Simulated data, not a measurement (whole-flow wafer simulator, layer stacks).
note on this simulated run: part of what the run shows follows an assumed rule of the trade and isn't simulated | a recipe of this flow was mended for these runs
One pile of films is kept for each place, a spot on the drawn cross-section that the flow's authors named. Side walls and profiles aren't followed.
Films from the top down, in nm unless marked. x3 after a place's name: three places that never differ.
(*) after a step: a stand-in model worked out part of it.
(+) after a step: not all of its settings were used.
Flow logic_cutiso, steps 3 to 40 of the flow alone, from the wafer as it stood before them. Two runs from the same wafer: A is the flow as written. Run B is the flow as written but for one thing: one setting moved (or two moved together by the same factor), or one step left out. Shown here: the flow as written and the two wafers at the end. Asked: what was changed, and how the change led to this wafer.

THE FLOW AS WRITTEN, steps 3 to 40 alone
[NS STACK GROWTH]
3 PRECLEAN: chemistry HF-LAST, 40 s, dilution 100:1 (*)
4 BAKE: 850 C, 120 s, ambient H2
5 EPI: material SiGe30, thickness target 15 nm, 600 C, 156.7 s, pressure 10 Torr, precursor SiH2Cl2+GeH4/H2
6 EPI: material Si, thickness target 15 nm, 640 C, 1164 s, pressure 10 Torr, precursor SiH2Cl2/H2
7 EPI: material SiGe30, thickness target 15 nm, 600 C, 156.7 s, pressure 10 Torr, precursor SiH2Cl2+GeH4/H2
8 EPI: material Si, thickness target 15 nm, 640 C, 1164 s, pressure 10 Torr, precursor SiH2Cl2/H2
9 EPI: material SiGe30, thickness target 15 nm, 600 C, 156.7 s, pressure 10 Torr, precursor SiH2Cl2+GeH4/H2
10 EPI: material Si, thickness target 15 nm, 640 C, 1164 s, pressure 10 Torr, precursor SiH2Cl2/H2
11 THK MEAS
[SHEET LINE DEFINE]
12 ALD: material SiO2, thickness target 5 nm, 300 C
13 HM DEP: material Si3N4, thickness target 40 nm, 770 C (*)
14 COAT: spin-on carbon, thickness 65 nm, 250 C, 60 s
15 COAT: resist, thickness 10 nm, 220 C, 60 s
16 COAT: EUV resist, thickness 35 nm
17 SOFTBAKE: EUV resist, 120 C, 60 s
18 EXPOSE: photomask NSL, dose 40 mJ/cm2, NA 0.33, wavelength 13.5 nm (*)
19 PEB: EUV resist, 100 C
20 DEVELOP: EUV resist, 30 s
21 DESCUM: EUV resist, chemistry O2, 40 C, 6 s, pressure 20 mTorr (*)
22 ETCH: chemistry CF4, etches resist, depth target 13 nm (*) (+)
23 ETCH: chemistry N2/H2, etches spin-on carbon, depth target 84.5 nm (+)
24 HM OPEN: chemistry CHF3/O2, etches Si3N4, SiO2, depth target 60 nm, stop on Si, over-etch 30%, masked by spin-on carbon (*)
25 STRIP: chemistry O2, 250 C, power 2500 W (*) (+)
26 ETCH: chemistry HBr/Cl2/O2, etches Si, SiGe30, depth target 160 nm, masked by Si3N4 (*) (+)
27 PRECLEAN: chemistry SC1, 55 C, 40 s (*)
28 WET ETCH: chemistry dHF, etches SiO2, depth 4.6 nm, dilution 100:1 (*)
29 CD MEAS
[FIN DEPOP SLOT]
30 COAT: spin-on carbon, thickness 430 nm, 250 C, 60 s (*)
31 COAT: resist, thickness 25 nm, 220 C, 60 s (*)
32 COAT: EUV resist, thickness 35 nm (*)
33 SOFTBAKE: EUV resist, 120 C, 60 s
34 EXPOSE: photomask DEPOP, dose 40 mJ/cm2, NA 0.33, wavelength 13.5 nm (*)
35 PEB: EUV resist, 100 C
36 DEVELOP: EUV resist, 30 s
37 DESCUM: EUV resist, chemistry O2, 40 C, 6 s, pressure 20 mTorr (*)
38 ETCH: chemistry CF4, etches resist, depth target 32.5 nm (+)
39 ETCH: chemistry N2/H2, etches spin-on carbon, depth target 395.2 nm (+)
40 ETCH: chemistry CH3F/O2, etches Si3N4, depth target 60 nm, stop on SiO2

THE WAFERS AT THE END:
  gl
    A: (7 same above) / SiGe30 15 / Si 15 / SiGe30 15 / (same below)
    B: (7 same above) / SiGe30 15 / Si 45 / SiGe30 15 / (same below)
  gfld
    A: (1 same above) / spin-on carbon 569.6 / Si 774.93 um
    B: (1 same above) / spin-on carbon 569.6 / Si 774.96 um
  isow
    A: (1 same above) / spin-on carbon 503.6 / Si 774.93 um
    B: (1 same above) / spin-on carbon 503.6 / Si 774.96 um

The cause: step 6, EPI: thickness target 45 nm was run, where the flow has thickness target 15 nm; step 6, EPI: 3493 s was run, where the flow has 1164 s.
It can be read off the wafer: gl has Si 45, and step 6 as written asks for 15 nm.

How the change led to this, step by step:
  6 EPI: material Si, thickness target 15 nm, 640 C, 1164 s, pressure 10 Torr, precursor SiH2Cl2/H2
      depop, dpovl, gfld and 19 more: A Si +15 (new film) | B Si +45 (new film)
  26 ETCH: chemistry HBr/Cl2/O2, etches Si, SiGe30, depth target 160 nm, masked by Si3N4 (*) (+)
      dpovl, gfld, gxf, iso, isow, lnri, nsgap: A chemical SiO2 -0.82 (all of it), Si -12 (all of it), SiGe30 -15 (all of it), Si -15 (all of it), SiGe30 -15 (all of it), Si -15 (all of it), SiGe30 -15 (all of it), Si -73 | B chemical SiO2 -0.82 (all of it), Si -12 (all of it), SiGe30 -15 (all of it), Si -15 (all of it), SiGe30 -15 (all of it), Si -45 (all of it), SiGe30 -15 (all of it), Si -43
